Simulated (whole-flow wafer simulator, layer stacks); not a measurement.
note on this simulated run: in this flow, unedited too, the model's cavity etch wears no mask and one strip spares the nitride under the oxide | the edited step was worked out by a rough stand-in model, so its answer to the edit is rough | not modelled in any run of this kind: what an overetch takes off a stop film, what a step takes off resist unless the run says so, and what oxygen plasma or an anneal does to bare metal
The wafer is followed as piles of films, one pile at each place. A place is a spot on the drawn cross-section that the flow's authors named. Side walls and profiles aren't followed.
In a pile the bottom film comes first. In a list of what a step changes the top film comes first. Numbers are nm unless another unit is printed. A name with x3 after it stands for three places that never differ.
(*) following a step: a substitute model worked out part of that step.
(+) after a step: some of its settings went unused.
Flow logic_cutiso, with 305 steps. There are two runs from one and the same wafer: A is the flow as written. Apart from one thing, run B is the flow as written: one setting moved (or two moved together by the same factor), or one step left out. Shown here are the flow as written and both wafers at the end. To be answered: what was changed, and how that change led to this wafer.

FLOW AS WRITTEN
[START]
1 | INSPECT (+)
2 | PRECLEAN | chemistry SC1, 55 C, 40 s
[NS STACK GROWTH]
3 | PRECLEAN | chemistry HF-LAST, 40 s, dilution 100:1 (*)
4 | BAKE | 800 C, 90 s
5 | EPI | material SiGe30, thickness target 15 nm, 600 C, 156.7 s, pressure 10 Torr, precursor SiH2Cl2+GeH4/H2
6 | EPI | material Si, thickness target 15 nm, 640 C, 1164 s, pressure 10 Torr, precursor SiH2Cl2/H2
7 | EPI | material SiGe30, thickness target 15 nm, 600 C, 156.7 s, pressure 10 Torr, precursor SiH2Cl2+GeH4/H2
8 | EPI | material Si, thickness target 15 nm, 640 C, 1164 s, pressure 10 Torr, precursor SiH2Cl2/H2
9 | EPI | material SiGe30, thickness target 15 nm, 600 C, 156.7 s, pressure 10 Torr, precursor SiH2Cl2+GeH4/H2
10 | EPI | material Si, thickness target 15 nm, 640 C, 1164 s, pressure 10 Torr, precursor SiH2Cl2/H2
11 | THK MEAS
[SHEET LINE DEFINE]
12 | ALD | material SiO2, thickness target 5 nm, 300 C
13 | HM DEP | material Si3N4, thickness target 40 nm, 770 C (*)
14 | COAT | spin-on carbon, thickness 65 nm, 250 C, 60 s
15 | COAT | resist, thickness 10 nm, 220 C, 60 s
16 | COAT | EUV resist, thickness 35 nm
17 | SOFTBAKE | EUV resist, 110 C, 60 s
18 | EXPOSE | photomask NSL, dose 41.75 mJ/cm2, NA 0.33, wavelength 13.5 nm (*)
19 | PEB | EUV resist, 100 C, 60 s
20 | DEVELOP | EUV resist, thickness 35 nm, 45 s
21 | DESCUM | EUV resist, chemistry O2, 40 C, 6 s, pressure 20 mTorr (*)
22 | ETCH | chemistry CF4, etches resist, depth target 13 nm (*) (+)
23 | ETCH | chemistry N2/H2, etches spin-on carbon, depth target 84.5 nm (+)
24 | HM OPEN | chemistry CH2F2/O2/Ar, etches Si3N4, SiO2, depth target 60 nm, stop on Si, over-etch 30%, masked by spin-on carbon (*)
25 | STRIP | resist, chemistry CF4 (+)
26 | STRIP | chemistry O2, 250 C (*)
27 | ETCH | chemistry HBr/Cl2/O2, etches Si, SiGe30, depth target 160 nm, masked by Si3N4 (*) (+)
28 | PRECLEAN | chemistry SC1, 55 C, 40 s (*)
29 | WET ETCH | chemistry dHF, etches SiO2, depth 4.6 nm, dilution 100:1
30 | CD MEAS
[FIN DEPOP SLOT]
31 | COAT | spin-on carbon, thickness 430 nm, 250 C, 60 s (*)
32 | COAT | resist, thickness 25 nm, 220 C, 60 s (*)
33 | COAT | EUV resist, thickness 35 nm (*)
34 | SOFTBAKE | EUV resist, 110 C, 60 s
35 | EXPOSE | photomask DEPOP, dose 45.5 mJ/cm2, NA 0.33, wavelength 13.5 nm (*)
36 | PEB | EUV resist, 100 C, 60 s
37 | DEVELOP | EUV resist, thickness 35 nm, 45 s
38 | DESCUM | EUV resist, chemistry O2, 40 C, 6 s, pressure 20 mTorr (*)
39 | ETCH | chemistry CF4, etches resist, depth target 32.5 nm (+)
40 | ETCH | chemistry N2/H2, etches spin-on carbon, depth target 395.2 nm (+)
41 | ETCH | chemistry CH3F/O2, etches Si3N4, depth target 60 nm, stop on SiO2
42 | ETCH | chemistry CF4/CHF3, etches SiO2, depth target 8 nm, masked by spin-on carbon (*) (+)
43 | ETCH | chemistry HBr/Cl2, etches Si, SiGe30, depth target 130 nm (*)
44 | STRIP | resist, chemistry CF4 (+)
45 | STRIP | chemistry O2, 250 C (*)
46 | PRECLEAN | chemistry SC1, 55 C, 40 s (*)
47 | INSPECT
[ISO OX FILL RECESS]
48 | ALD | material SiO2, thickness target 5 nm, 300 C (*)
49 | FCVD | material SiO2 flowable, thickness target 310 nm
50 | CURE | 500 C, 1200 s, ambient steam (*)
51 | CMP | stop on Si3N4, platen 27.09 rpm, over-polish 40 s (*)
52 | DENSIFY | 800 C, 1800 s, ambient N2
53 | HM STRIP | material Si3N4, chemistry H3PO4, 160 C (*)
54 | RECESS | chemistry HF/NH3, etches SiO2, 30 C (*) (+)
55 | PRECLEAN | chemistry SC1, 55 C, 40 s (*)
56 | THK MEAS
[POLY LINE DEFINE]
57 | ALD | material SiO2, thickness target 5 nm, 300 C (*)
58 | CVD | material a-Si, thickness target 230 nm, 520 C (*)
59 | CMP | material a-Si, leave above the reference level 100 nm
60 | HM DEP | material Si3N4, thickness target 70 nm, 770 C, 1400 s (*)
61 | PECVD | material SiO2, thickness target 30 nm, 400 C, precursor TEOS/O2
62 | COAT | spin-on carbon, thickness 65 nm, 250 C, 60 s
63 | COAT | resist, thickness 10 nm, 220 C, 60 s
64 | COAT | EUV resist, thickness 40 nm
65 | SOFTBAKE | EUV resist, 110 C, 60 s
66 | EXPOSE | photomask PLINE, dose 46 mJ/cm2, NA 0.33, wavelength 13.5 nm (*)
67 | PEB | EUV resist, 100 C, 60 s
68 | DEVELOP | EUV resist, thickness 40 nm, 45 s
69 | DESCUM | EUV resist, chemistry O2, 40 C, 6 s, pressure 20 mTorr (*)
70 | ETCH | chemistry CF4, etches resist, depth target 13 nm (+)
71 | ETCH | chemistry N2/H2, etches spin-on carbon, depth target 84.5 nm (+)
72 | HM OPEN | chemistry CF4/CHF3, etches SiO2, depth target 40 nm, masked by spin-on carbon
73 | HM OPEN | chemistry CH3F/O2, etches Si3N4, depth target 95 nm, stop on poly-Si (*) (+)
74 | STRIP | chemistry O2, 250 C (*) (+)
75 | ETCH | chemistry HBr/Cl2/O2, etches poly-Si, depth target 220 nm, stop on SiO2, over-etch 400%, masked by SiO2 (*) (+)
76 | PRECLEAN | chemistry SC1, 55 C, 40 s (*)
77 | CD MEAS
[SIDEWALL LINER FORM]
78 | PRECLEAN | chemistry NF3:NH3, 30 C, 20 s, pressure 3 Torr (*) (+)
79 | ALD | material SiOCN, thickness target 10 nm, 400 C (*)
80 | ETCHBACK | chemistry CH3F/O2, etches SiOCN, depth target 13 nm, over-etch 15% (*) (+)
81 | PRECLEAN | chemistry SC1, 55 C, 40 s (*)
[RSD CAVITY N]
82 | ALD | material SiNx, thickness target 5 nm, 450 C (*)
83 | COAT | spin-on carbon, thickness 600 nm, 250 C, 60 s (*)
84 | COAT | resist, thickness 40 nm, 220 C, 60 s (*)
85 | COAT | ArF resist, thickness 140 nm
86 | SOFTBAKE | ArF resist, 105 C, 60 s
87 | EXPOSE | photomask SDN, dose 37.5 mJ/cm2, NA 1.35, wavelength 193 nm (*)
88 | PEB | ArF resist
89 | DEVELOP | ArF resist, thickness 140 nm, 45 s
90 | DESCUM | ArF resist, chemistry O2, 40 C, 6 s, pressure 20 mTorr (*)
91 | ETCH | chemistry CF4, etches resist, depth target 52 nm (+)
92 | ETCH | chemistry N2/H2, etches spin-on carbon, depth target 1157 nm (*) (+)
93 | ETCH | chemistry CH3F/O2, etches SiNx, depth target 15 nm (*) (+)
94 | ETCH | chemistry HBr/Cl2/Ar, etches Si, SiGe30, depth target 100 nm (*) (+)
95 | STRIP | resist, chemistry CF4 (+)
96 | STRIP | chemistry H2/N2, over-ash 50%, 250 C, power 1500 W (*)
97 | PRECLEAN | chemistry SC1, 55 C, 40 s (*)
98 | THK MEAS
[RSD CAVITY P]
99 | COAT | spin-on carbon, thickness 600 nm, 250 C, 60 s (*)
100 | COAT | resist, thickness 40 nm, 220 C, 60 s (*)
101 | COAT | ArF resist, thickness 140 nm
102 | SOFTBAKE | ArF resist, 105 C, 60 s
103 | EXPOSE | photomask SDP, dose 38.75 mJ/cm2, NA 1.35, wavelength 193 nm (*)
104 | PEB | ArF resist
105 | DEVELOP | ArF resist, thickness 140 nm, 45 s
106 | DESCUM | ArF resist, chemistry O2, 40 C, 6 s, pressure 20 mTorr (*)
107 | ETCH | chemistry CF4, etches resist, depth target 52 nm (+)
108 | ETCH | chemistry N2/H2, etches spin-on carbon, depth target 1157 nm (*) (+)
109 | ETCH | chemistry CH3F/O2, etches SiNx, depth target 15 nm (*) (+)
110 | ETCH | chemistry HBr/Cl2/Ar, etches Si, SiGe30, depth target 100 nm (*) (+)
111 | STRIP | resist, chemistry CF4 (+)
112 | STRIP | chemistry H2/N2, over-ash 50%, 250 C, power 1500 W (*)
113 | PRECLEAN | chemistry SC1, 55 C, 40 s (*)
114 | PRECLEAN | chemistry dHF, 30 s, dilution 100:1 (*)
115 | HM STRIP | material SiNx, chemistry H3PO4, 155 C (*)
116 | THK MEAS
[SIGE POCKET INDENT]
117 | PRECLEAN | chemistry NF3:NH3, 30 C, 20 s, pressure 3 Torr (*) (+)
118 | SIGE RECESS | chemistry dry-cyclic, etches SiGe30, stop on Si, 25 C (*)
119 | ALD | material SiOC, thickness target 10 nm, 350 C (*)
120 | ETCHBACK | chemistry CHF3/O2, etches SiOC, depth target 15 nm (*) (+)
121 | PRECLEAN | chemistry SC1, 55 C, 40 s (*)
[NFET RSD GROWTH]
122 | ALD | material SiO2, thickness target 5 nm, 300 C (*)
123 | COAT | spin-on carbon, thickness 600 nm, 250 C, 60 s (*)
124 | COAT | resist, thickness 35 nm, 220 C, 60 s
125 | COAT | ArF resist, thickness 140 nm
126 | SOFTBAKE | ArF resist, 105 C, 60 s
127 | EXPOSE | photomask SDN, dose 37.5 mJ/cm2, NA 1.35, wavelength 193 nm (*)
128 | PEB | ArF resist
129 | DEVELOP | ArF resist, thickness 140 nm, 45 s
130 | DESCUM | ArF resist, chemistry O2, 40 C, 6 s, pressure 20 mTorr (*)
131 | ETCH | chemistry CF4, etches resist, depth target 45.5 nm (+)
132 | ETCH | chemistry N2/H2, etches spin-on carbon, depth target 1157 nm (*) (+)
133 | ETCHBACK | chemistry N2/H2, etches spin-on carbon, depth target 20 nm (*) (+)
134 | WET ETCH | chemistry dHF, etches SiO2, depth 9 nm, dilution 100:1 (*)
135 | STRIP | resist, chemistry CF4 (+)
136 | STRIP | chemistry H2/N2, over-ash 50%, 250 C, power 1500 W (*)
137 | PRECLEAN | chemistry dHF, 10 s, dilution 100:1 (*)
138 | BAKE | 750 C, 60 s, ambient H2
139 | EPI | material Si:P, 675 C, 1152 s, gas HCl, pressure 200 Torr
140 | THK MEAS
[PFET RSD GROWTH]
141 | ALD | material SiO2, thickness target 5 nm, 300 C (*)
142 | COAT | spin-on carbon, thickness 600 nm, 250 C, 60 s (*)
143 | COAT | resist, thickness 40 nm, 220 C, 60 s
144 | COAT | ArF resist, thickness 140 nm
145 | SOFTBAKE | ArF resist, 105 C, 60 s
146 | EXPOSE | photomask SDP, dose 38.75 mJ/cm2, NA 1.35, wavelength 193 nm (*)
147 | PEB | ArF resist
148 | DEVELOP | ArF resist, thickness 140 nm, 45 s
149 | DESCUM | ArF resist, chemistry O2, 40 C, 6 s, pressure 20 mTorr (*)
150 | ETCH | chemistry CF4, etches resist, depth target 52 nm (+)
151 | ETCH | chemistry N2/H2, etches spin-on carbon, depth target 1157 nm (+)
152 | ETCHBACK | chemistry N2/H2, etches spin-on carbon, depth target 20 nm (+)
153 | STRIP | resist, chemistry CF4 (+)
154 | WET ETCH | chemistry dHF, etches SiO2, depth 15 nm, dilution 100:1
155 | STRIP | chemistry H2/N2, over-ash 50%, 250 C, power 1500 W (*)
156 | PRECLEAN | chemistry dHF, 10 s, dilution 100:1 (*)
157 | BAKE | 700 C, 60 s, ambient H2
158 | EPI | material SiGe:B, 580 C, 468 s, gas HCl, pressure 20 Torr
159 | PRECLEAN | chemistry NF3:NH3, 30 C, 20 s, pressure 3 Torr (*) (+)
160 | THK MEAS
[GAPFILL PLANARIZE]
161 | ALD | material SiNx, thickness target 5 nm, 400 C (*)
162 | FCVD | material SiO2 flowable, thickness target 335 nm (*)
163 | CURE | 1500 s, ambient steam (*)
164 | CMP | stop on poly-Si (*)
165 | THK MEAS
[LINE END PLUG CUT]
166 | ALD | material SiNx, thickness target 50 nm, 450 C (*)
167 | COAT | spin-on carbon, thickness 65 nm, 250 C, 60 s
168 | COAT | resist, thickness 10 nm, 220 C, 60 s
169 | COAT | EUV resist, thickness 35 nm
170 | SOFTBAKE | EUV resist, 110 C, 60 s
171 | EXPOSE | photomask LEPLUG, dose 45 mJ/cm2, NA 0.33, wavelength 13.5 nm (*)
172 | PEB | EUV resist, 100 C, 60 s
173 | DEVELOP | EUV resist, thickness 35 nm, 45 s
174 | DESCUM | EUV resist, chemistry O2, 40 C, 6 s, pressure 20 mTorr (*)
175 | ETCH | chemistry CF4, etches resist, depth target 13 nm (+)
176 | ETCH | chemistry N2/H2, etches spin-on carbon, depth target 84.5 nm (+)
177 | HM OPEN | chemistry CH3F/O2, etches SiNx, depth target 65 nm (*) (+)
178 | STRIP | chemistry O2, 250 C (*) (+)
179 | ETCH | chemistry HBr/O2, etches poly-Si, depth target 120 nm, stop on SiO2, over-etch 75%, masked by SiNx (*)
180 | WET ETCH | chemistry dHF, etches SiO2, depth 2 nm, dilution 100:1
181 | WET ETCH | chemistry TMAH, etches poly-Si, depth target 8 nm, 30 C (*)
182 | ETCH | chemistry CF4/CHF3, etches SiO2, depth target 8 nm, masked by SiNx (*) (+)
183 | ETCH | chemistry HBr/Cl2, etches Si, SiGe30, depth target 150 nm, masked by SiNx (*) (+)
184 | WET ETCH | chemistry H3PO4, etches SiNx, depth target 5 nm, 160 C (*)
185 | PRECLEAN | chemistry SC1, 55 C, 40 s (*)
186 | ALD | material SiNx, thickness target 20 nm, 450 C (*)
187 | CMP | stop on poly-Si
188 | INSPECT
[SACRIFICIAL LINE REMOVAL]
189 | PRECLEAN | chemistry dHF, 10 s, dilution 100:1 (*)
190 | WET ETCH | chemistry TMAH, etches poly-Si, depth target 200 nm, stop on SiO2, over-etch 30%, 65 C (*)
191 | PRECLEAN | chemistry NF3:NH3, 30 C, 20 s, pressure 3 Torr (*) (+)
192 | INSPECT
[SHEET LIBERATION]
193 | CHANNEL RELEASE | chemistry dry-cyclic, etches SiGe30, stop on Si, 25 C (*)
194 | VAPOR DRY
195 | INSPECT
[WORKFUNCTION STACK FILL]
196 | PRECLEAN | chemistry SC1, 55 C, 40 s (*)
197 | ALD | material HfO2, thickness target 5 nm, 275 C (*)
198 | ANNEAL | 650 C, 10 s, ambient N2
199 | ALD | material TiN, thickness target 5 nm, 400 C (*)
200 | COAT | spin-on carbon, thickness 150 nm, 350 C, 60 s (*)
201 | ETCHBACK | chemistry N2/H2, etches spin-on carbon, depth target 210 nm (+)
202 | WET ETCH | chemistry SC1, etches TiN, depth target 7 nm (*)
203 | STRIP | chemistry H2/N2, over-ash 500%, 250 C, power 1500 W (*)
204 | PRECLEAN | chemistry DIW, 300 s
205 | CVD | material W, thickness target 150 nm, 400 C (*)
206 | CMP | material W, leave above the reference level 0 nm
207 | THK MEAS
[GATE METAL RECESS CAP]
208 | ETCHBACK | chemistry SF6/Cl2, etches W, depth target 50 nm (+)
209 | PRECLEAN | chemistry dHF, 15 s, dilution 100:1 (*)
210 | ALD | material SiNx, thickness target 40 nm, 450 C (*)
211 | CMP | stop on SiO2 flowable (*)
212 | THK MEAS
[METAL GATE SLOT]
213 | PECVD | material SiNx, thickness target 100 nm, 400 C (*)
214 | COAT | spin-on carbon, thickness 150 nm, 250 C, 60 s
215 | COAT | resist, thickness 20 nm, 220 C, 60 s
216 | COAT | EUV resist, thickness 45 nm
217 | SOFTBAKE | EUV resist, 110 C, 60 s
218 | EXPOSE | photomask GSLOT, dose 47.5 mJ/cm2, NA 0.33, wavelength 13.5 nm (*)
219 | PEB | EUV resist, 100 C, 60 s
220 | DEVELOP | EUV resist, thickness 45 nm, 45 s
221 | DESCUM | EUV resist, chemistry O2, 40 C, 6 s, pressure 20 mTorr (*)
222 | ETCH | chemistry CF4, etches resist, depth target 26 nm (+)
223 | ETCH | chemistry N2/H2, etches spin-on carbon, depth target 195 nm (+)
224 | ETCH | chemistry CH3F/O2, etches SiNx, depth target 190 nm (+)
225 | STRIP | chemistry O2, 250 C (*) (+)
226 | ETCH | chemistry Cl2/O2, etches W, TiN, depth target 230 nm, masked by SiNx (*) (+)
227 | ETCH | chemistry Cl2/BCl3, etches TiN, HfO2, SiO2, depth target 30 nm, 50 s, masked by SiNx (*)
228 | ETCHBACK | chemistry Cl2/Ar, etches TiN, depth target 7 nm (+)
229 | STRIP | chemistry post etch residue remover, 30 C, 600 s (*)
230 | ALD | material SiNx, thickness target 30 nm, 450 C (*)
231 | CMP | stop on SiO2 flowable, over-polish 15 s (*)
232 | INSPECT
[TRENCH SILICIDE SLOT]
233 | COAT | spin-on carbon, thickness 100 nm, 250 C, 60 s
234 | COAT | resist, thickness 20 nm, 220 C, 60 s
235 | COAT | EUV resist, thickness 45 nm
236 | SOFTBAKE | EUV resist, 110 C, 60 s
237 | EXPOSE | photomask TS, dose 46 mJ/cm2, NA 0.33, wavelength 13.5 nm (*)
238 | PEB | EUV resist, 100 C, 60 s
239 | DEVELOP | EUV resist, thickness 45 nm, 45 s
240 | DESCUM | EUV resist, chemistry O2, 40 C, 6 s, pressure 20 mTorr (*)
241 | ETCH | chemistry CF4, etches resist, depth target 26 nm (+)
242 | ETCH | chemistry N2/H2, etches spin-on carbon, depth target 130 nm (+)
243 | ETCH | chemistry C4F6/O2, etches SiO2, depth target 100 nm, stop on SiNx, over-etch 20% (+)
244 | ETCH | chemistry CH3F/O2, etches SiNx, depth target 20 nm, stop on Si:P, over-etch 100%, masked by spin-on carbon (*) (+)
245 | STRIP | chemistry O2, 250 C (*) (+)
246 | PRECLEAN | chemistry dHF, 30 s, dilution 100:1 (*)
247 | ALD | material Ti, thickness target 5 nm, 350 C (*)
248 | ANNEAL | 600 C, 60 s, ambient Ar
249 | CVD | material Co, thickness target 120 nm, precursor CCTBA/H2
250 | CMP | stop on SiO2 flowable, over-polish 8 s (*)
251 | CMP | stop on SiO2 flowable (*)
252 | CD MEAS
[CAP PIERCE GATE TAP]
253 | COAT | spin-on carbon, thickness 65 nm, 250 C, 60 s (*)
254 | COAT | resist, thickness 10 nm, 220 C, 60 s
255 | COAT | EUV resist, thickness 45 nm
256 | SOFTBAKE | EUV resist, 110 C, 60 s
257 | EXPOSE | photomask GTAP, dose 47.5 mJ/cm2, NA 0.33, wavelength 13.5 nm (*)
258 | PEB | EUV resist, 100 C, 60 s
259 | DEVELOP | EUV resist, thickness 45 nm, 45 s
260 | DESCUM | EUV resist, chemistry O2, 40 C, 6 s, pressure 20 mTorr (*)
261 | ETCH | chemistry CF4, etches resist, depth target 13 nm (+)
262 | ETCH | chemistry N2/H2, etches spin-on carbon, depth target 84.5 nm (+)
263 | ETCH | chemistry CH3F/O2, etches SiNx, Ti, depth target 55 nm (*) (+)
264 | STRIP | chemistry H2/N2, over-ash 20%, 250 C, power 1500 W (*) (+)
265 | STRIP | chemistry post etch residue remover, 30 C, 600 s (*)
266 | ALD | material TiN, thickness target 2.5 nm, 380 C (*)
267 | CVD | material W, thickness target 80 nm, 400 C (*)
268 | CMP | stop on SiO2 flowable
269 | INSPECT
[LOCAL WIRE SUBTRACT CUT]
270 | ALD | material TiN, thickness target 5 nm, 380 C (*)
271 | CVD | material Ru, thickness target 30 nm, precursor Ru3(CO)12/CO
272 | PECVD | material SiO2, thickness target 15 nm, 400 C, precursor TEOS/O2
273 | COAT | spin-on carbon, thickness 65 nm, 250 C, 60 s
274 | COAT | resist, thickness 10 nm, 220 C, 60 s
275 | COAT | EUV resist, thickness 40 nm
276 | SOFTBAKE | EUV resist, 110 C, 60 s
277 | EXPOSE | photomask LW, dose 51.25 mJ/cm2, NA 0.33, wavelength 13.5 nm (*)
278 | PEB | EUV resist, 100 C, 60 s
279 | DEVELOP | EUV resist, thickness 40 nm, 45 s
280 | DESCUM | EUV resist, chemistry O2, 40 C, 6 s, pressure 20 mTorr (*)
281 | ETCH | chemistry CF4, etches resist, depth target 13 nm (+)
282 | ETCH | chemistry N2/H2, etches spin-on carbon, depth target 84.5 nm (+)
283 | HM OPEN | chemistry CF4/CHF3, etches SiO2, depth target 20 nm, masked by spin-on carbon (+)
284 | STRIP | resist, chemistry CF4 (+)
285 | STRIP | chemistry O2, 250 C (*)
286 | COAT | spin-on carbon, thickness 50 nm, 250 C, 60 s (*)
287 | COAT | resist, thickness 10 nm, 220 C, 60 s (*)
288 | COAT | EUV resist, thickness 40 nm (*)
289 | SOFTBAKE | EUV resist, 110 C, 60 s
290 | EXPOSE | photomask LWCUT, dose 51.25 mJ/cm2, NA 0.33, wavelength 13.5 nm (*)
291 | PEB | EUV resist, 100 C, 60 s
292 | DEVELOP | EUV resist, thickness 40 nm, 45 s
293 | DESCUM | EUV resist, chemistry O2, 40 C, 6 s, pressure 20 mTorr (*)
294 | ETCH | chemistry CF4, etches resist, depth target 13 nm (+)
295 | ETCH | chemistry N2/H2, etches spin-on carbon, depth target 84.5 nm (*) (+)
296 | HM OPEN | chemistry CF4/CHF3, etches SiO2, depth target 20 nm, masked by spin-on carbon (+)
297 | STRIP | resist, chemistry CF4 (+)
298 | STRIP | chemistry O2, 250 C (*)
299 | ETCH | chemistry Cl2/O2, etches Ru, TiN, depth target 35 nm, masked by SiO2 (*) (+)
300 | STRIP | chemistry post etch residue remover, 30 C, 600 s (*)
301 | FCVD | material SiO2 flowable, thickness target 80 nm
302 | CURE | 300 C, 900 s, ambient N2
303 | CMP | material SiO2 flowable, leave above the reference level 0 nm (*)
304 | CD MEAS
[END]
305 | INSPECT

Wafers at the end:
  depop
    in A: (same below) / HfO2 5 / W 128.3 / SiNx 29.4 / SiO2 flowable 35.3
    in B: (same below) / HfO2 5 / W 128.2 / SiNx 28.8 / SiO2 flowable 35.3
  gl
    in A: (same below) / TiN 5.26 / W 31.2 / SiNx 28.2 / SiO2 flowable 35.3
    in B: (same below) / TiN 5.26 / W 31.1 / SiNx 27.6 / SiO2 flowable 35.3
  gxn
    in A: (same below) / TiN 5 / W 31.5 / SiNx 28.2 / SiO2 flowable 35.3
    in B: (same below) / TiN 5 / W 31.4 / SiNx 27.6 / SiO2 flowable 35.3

What caused this: step 162, FCVD: thickness target 393.6 nm was run, though the flow has thickness target 335 nm.

Step by step, how the change led to this:
  162 | FCVD | material SiO2 flowable, thickness target 335 nm (*)
      depop, dpovl, isow, ns, nsgap: A SiO2 flowable gains 335 (new film) | B SiO2 flowable gains 393.6 (new film)
      rsdn, rsdp, rsdw, rsdx: A SiO2 flowable gains 423.9 (new film) | B SiO2 flowable gains 482.5 (new film)
      (also at 13 further places)
  163 | CURE | 1500 s, ambient steam (*)
      depop, dpovl, isow, ns, nsgap: A SiO2 flowable loses 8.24 | B SiO2 flowable loses 9.29
      gfld, iso, lnri: A SiO2 flowable loses 7.46 | B SiO2 flowable loses 8.56
      (also at 14 further places)
  164 | CMP | stop on poly-Si (*)
      depop, dpovl, isow, ns, nsgap: A SiO2 flowable loses 326.8 (all of it), SiNx loses 5 (all of it), SiO2 loses 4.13 (all of it), Si3N4 loses 70 (all of it) | B SiO2 flowable loses 384.3 (all of it), SiNx loses 5 (all of it), SiO2 loses 4.13 (all of it), Si3N4 loses 70 (all of it)
      iso, rsdn, rsdp, rsdx: A SiO2 flowable loses 331 | B SiO2 flowable loses 388.5
      (also at 13 further places)
  250 | CMP | stop on SiO2 flowable, over-polish 8 s (*)
      rsdx: A Co loses 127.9 (all of it) | B Co loses 127.1
  251 | CMP | stop on SiO2 flowable (*)
      rsdx: A Ti loses 5 (all of it) | B Co loses 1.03 (all of it), Ti loses 4.57
